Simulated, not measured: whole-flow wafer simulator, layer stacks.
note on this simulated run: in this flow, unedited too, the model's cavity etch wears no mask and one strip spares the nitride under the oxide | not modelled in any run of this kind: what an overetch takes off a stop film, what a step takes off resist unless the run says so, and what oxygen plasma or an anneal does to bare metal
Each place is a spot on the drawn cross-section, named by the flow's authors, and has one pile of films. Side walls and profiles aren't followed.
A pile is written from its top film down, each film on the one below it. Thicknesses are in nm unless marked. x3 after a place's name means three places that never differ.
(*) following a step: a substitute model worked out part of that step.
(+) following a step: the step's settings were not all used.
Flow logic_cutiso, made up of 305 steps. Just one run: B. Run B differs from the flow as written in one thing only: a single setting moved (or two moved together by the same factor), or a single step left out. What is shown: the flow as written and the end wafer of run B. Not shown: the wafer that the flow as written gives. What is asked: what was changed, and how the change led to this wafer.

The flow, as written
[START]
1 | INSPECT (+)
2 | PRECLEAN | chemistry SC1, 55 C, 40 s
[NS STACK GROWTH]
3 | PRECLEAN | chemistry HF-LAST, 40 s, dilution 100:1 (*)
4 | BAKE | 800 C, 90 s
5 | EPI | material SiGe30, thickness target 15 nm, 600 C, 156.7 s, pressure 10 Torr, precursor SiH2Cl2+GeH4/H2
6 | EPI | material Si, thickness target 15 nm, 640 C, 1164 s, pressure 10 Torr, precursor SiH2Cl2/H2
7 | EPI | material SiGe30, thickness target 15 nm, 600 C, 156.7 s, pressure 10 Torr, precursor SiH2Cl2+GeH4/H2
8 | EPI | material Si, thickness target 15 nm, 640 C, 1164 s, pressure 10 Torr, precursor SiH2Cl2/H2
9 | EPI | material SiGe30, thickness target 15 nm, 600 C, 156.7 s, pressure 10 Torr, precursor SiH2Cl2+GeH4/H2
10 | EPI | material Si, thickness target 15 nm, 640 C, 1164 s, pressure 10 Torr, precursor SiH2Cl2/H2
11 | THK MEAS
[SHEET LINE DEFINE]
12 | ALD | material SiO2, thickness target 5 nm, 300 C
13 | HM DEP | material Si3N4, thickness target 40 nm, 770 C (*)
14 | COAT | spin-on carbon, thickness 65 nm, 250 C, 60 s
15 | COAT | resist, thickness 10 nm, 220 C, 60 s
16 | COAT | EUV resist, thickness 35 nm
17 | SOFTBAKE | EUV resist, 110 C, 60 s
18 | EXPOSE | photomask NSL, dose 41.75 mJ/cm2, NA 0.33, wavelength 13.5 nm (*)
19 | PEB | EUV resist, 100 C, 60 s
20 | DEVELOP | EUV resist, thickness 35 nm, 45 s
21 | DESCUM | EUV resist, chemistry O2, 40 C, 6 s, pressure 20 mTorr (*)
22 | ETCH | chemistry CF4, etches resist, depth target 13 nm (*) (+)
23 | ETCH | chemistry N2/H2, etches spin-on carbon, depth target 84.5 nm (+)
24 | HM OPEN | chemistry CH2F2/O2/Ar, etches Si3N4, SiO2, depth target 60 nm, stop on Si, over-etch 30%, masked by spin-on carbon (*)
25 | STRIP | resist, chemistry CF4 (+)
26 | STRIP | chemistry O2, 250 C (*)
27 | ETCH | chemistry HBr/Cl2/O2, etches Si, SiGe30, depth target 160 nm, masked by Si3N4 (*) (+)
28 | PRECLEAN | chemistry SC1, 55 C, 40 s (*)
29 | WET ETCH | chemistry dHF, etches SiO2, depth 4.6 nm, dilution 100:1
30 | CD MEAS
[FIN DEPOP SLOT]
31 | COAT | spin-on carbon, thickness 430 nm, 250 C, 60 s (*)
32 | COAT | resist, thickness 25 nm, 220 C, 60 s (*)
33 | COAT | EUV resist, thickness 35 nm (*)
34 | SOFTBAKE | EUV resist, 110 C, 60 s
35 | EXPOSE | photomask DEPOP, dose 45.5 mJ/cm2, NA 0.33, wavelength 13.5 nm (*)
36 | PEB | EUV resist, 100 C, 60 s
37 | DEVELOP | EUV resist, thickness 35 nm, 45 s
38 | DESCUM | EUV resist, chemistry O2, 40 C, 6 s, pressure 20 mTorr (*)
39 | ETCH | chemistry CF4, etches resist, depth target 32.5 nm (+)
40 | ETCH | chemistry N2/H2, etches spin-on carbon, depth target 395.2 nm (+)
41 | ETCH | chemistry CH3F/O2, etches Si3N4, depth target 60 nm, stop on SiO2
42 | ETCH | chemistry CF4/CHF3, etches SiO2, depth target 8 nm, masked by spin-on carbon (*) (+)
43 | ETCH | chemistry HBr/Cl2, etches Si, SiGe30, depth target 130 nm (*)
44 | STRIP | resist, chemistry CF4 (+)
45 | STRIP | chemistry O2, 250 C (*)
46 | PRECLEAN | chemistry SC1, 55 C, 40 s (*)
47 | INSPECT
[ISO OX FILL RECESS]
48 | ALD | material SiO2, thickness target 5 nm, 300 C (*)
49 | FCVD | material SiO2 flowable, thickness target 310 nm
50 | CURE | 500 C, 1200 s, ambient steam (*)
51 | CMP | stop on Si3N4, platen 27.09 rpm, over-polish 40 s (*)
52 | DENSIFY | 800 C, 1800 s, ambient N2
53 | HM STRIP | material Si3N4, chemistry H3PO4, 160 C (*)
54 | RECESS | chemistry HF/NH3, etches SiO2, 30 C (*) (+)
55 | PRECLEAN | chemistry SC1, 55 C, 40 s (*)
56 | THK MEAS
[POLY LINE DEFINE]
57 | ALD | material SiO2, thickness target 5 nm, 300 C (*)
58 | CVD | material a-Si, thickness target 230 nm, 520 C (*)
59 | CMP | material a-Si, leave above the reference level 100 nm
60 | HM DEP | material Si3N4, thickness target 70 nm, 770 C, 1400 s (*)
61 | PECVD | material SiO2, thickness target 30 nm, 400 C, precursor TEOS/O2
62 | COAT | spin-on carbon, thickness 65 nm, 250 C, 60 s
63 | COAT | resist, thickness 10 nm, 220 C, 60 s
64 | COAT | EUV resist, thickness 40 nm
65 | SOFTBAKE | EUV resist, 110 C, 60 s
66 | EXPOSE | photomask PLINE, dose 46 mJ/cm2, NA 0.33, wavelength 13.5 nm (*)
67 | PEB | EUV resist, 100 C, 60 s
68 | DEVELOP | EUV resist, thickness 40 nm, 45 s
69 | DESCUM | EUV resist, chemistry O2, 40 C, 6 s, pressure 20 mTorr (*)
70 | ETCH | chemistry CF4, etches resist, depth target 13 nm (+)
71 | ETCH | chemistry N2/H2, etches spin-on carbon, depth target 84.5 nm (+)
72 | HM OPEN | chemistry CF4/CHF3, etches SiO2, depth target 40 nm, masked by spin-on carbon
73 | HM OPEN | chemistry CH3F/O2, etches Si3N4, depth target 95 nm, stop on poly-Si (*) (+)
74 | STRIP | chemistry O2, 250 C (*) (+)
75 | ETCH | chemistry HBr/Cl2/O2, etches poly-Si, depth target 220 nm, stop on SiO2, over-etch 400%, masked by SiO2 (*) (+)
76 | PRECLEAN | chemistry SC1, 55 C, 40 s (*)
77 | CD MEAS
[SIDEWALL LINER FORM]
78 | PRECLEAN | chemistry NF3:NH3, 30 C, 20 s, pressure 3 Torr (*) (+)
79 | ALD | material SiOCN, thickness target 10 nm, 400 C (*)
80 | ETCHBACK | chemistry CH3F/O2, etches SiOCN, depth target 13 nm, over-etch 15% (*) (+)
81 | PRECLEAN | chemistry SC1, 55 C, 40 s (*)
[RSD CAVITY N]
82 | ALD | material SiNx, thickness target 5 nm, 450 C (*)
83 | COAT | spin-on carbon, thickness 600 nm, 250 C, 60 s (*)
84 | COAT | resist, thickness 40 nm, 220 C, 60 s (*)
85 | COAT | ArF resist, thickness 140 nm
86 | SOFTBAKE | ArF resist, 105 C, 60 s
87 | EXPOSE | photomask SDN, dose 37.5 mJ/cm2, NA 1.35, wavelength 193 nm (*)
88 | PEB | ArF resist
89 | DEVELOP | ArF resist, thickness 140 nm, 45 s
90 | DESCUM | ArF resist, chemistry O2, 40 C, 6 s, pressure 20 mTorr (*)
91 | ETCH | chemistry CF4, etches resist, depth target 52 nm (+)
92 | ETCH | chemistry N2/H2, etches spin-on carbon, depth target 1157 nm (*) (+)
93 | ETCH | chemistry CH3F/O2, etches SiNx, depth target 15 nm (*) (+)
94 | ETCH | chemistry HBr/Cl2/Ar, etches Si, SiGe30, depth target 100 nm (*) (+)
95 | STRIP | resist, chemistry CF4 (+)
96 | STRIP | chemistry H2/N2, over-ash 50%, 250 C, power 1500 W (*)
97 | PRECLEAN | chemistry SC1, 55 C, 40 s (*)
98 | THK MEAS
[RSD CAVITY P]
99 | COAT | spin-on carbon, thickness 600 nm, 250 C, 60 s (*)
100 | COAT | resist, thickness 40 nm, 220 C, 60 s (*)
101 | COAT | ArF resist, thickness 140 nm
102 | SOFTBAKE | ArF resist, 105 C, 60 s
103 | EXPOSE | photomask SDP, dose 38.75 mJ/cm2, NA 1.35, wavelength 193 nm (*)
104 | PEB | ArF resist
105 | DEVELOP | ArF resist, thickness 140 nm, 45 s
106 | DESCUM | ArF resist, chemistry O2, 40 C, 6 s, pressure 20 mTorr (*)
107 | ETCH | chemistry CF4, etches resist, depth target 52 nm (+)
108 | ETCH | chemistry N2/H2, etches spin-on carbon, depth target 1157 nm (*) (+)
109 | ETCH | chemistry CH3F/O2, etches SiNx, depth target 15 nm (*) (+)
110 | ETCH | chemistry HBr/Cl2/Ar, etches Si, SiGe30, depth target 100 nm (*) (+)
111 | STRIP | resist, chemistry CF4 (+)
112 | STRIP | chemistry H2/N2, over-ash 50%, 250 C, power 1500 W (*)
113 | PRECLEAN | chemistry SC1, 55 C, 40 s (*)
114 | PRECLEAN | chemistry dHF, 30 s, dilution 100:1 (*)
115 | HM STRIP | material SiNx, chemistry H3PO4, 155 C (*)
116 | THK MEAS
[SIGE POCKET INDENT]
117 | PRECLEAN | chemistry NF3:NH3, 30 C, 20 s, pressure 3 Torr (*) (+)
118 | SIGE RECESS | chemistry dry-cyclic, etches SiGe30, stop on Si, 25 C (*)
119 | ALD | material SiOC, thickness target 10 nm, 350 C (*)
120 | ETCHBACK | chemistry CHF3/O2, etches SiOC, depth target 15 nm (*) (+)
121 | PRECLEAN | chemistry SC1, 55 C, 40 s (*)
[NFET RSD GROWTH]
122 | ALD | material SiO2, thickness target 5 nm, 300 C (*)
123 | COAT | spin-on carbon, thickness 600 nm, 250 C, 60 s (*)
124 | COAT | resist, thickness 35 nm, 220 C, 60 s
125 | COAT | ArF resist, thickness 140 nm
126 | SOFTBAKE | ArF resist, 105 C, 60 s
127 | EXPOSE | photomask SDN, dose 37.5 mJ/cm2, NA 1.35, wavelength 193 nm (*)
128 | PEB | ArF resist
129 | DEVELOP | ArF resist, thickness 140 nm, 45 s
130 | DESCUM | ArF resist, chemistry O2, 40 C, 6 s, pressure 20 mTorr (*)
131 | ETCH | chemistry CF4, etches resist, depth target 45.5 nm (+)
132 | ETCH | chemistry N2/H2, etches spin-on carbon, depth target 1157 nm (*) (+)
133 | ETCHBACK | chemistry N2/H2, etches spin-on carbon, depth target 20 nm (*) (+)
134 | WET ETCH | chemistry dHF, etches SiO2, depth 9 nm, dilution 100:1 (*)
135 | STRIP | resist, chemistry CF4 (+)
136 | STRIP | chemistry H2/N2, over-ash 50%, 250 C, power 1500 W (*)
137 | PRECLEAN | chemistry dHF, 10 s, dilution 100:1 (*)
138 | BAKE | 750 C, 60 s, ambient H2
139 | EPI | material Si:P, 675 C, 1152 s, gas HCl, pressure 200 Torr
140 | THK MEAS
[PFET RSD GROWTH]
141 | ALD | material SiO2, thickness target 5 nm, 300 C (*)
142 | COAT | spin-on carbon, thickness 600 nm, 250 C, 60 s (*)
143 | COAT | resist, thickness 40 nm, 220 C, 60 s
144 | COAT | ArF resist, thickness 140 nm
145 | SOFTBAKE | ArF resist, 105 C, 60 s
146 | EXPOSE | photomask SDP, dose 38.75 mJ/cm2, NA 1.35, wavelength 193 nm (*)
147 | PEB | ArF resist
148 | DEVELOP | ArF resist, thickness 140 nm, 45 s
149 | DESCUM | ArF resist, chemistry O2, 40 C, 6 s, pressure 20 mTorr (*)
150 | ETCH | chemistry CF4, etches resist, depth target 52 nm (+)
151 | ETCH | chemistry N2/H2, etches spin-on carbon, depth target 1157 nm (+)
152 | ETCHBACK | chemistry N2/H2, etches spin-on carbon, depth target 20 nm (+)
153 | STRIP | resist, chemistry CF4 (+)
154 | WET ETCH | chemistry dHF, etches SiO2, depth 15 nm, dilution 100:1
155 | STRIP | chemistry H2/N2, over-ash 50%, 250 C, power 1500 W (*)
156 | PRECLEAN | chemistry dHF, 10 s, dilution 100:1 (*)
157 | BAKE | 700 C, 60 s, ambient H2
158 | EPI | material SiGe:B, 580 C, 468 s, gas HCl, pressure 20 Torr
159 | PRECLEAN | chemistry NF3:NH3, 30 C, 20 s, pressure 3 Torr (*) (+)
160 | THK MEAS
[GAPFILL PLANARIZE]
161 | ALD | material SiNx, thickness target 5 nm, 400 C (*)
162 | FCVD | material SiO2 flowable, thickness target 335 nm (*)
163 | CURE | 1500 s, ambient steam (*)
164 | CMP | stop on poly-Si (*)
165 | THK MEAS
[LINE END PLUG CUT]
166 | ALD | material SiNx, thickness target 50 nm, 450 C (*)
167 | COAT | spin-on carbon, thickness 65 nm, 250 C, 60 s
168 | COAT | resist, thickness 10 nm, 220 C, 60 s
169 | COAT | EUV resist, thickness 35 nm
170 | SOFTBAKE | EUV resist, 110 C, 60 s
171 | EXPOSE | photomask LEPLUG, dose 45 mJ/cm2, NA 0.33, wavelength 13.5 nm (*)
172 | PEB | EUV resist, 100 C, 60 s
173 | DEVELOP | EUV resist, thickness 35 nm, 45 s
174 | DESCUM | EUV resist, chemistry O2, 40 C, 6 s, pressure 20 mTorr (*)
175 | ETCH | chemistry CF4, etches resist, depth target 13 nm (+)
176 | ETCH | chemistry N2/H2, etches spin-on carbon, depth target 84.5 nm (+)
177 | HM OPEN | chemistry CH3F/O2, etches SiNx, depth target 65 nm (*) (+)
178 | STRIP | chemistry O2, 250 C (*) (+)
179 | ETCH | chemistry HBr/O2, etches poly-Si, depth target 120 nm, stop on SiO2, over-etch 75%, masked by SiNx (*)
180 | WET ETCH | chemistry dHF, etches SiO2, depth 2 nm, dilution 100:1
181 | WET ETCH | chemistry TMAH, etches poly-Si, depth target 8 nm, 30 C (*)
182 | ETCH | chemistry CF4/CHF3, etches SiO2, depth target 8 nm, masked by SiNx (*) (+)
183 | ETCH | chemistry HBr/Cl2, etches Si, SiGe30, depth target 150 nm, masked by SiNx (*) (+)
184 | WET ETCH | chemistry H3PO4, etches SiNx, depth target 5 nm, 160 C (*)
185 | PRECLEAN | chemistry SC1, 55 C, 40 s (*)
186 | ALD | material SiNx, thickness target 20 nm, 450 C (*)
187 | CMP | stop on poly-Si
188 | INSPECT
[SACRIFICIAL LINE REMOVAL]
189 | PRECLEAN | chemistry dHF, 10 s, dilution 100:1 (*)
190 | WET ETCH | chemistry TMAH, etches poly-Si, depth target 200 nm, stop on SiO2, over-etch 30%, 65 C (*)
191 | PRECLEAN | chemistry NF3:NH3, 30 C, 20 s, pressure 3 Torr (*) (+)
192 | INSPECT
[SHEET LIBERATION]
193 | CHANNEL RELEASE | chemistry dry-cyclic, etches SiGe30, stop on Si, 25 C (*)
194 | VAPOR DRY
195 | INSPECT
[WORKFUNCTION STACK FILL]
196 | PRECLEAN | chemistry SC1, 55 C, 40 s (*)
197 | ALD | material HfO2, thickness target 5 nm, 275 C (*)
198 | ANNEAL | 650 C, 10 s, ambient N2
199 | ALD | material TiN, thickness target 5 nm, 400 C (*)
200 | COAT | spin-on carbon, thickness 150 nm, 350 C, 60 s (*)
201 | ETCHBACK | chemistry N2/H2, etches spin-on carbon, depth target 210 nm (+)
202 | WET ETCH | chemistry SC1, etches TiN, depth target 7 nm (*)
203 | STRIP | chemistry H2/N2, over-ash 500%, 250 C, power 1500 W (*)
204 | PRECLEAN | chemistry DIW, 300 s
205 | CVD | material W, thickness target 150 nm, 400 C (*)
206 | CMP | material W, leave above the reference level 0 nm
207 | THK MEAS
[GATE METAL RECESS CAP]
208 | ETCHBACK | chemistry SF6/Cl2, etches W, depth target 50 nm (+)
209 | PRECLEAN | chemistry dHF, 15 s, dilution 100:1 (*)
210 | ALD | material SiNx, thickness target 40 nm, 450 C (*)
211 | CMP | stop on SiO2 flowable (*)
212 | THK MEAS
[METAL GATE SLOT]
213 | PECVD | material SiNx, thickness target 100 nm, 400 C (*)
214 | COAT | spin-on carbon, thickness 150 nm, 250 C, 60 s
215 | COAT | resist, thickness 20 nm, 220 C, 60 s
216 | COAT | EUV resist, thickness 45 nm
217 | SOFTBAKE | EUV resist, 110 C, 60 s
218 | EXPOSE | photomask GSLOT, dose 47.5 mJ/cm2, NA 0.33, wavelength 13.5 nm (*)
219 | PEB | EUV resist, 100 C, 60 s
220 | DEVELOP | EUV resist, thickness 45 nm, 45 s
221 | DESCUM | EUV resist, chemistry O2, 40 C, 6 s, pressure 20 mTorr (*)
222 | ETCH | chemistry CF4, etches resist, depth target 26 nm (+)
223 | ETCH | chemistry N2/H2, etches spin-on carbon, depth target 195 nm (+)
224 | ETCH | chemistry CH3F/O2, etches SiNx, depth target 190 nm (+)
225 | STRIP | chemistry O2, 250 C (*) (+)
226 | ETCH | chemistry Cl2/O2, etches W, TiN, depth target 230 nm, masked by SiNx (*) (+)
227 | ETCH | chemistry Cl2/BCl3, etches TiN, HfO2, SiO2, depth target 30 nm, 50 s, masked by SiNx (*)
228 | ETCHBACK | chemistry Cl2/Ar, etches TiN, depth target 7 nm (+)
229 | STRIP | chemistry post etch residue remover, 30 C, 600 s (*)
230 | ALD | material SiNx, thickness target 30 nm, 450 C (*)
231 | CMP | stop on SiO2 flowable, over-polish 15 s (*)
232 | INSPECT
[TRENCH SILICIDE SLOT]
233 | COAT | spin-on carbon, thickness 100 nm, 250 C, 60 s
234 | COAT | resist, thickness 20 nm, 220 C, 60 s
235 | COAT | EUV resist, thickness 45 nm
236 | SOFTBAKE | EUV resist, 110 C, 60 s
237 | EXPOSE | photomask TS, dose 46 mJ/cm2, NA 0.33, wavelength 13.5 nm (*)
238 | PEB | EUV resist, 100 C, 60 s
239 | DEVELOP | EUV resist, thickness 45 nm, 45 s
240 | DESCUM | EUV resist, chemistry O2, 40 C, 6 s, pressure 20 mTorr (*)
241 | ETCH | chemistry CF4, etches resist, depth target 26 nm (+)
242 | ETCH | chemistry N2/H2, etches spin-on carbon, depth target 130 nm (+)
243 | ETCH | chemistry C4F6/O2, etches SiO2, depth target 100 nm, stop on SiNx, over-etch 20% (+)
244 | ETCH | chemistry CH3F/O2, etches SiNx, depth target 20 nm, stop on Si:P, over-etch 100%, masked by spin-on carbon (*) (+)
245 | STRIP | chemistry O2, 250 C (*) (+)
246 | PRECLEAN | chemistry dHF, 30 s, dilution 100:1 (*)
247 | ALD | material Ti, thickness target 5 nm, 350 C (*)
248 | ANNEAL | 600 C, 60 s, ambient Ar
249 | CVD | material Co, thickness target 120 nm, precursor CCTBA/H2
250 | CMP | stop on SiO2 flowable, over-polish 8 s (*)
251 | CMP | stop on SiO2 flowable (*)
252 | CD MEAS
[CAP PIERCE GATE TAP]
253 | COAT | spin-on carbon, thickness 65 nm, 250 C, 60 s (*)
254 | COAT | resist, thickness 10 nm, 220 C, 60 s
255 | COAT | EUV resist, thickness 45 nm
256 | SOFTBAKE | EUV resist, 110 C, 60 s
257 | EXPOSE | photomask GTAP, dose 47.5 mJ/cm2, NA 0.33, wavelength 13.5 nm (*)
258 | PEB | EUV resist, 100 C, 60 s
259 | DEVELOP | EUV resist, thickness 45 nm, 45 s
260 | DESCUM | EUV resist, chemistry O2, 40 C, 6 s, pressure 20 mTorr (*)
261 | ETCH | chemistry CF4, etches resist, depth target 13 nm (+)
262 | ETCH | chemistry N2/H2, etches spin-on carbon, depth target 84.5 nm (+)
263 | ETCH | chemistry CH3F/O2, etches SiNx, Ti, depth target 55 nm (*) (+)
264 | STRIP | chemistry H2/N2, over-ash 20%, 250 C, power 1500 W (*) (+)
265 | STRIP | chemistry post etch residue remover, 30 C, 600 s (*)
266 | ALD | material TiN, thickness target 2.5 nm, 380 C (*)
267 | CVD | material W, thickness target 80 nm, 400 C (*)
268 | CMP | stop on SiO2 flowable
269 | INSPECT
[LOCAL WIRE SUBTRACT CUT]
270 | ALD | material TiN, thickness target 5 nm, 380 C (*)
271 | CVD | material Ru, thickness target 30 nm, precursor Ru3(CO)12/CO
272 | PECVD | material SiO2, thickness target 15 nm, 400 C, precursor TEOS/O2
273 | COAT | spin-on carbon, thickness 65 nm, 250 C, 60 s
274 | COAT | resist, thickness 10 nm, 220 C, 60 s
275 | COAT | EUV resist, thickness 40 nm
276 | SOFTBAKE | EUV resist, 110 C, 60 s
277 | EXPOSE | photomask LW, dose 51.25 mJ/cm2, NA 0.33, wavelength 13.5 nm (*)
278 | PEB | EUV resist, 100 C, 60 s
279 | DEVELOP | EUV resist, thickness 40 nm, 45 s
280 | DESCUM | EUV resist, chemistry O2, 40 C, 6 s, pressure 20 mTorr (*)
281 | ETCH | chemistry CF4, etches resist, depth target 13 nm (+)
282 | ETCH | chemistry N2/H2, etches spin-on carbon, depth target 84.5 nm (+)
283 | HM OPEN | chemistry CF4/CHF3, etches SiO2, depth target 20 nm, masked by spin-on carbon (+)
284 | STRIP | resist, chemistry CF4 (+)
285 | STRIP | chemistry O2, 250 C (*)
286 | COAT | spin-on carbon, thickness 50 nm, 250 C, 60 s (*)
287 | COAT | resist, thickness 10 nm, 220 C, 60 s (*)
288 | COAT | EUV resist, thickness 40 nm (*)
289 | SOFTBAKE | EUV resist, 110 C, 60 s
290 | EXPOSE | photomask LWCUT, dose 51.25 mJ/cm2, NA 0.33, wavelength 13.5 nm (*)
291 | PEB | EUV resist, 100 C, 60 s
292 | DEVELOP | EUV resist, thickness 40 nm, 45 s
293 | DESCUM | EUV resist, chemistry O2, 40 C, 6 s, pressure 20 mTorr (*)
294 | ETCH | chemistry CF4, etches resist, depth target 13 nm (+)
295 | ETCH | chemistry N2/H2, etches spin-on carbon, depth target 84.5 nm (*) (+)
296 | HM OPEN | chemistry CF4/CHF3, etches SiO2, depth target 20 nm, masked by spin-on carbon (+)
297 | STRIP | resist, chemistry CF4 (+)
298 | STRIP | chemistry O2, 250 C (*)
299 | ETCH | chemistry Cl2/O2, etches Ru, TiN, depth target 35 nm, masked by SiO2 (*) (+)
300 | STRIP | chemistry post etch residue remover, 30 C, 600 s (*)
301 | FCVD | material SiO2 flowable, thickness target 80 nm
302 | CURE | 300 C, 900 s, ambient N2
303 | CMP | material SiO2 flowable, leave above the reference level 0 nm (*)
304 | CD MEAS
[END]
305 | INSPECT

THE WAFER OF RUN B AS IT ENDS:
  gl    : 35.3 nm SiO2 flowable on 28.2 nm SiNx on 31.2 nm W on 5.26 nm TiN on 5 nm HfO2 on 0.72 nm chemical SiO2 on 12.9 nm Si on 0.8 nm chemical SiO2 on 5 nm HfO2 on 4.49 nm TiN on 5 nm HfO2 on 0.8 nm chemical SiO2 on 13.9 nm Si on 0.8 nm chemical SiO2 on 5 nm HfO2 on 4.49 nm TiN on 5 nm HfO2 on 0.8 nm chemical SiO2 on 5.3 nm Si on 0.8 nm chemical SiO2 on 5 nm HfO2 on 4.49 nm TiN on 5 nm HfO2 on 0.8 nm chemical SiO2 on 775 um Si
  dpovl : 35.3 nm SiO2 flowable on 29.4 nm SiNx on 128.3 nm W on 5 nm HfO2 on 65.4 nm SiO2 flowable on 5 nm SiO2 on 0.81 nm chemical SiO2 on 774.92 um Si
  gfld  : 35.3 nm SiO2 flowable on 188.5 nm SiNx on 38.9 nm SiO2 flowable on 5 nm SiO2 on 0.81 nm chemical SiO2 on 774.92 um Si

The reason: step 6, EPI: 494.9 s was run, whereas the flow has 1164 s.

How this came from the change, step by step:
  6 | EPI | material Si, thickness target 15 nm, 640 C, 1164 s, pressure 10 Torr, precursor SiH2Cl2/H2
      depop, dpovl, gfld and 19 more: Si gains 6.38 (new film) (as written it would have been: Si gains 15 (new film))
  27 | ETCH | chemistry HBr/Cl2/O2, etches Si, SiGe30, depth target 160 nm, masked by Si3N4 (*) (+)
      gfld, gxf, iso, lnri: chemical SiO2 loses 0.79 (all of it), Si loses 11.4 (all of it), SiGe30 loses 15 (all of it), Si loses 15 (all of it), SiGe30 loses 15 (all of it), Si loses 6.38 (all of it), SiGe30 loses 15 (all of it), Si loses 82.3 (as written it would have been: chemical SiO2 loses 0.79 (all of it), Si loses 11.4 (all of it), SiGe30 loses 15 (all of it), Si loses 15 (all of it), SiGe30 loses 15 (all of it), Si loses 15 (all of it), SiGe30 loses 15 (all of it), Si loses 73.6)
      dpovl, nsgap: chemical SiO2 loses 0.79 (all of it), Si loses 11.8 (all of it), SiGe30 loses 15 (all of it), Si loses 15 (all of it), SiGe30 loses 15 (all of it), Si loses 6.38 (all of it), SiGe30 loses 15 (all of it), Si loses 81.9 (as written it would have been: chemical SiO2 loses 0.79 (all of it), Si loses 11.8 (all of it), SiGe30 loses 15 (all of it), Si loses 15 (all of it), SiGe30 loses 15 (all of it), Si loses 15 (all of it), SiGe30 loses 15 (all of it), Si loses 73.2)
      (also at 1 further place)
  43 | ETCH | chemistry HBr/Cl2, etches Si, SiGe30, depth target 130 nm (*)
      depop: Si loses 14 (all of it), SiGe30 loses 15 (all of it), Si loses 15 (all of it), SiGe30 loses 15 (all of it), Si loses 6.38 (all of it), SiGe30 loses 15 (all of it), Si loses 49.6 (as written it would have been: Si loses 14 (all of it), SiGe30 loses 15 (all of it), Si loses 15 (all of it), SiGe30 loses 15 (all of it), Si loses 15 (all of it), SiGe30 loses 15 (all of it), Si loses 41)
  94 | ETCH | chemistry HBr/Cl2/Ar, etches Si, SiGe30, depth target 100 nm (*) (+)
      rsdn, rsdx: chemical SiO2 loses 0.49 (all of it), Si loses 12.8 (all of it), SiGe30 loses 15 (all of it), Si loses 15 (all of it), SiGe30 loses 15 (all of it), Si loses 6.38 (all of it), SiGe30 loses 15 (all of it), Si loses 20.8 (as written it would have been: chemical SiO2 loses 0.49 (all of it), Si loses 12.8 (all of it), SiGe30 loses 15 (all of it), Si loses 15 (all of it), SiGe30 loses 15 (all of it), Si loses 15 (all of it), SiGe30 loses 15 (all of it), Si loses 12.2)
  110 | ETCH | chemistry HBr/Cl2/Ar, etches Si, SiGe30, depth target 100 nm (*) (+)
      rsdp, rsdw: chemical SiO2 loses 0.49 (all of it), Si loses 12.8 (all of it), SiGe30 loses 15 (all of it), Si loses 15 (all of it), SiGe30 loses 15 (all of it), Si loses 6.38 (all of it), SiGe30 loses 15 (all of it), Si loses 20.8 (as written it would have been: chemical SiO2 loses 0.49 (all of it), Si loses 12.8 (all of it), SiGe30 loses 15 (all of it), Si loses 15 (all of it), SiGe30 loses 15 (all of it), Si loses 15 (all of it), SiGe30 loses 15 (all of it), Si loses 12.2)
  183 | ETCH | chemistry HBr/Cl2, etches Si, SiGe30, depth target 150 nm, masked by SiNx (*) (+)
      plug: Si loses 13.6 (all of it), SiGe30 loses 15 (all of it), Si loses 15 (all of it), SiGe30 loses 15 (all of it), Si loses 6.38 (all of it), SiGe30 loses 15 (all of it), Si loses 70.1 (as written it would have been: Si loses 13.6 (all of it), SiGe30 loses 15 (all of it), Si loses 15 (all of it), SiGe30 loses 15 (all of it), Si loses 15 (all of it), SiGe30 loses 15 (all of it), Si loses 61.4)
